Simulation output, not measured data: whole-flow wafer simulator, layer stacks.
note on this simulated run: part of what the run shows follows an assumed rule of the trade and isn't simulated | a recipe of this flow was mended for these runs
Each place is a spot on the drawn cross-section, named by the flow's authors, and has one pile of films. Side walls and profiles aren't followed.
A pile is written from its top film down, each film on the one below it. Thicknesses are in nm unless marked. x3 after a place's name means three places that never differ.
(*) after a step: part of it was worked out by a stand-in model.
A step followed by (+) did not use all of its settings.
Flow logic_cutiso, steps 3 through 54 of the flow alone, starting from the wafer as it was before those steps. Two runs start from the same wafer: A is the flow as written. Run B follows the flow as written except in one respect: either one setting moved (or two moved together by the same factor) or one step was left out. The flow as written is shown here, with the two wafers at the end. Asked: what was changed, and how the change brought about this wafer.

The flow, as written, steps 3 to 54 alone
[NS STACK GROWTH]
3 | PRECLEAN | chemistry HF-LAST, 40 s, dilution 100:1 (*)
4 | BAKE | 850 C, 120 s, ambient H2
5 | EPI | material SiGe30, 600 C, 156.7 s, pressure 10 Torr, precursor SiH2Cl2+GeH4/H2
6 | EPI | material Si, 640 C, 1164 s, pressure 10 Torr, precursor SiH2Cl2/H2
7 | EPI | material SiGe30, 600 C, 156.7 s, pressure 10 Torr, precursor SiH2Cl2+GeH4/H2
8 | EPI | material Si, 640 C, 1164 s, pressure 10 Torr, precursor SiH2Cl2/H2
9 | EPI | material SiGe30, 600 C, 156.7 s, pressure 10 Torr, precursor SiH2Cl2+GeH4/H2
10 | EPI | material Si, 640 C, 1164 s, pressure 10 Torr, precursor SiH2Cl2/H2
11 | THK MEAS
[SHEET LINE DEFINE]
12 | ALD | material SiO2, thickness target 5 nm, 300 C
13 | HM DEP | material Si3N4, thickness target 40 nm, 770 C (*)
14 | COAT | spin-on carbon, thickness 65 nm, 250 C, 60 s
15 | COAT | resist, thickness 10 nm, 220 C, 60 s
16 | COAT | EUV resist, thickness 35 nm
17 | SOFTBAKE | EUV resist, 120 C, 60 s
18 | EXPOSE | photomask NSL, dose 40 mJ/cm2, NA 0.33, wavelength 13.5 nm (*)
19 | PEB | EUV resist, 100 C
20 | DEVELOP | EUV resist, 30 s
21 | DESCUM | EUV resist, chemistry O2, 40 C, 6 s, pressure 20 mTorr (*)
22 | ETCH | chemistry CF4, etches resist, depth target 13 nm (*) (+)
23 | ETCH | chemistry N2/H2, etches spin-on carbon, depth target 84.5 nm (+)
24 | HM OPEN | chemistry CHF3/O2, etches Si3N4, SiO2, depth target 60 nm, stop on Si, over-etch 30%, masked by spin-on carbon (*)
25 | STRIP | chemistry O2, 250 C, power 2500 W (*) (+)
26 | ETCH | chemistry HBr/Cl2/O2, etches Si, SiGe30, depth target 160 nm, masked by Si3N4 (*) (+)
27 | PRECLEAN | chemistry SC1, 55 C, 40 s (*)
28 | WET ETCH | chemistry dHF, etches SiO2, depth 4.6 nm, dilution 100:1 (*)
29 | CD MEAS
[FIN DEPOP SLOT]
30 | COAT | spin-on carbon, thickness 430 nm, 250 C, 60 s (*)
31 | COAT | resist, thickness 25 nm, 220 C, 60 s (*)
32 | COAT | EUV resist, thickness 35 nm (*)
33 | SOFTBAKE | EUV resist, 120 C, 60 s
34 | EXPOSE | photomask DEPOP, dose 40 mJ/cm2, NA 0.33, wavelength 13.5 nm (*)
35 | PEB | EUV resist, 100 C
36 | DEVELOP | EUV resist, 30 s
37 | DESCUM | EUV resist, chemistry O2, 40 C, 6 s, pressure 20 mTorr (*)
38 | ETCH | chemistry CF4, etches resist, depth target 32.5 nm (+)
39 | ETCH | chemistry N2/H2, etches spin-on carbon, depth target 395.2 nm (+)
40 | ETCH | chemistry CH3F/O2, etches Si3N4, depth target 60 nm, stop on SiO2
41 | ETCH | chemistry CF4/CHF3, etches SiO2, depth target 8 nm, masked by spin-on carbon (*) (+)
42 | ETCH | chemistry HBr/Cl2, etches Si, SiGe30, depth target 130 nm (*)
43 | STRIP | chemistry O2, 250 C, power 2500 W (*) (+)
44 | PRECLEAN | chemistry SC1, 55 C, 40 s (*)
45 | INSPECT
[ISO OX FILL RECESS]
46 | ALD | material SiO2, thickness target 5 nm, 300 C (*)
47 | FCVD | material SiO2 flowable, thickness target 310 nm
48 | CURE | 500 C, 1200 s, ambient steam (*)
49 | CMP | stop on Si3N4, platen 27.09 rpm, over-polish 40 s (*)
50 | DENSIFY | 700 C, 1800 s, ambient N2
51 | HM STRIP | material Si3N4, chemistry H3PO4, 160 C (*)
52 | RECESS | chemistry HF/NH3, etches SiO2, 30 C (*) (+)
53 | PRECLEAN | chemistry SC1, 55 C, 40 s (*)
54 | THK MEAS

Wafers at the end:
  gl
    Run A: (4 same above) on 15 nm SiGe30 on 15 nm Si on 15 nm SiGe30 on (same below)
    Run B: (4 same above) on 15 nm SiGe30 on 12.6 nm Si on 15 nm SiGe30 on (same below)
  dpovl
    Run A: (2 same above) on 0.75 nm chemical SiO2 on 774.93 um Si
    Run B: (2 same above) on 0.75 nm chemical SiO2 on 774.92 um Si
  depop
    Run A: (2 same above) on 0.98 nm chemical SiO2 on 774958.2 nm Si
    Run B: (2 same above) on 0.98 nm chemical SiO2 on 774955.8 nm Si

Cause: step 6, EPI: 978.1 s was run, though the flow has 1164 s.

Step by step, how the change led to this:
  6 | EPI | material Si, 640 C, 1164 s, pressure 10 Torr, precursor SiH2Cl2/H2
      depop, dpovl, gfld and 19 more: A +15 Si (new film) | B +12.6 Si (new film)
  26 | ETCH | chemistry HBr/Cl2/O2, etches Si, SiGe30, depth target 160 nm, masked by Si3N4 (*) (+)
      dpovl, gfld, gxf, iso, isow, lnri, nsgap: A -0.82 chemical SiO2 (all of it), -12 Si (all of it), -15 SiGe30 (all of it), -15 Si (all of it), -15 SiGe30 (all of it), -15 Si (all of it), -15 SiGe30 (all of it), -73 Si | B -0.82 chemical SiO2 (all of it), -12 Si (all of it), -15 SiGe30 (all of it), -15 Si (all of it), -15 SiGe30 (all of it), -12.6 Si (all of it), -15 SiGe30 (all of it), -75.4 Si
  42 | ETCH | chemistry HBr/Cl2, etches Si, SiGe30, depth target 130 nm (*)
      depop: A -13.8 Si (all of it), -15 SiGe30 (all of it), -15 Si (all of it), -15 SiGe30 (all of it), -15 Si (all of it), -15 SiGe30 (all of it), -41.2 Si | B -13.8 Si (all of it), -15 SiGe30 (all of it), -15 Si (all of it), -15 SiGe30 (all of it), -12.6 Si (all of it), -15 SiGe30 (all of it), -43.6 Si
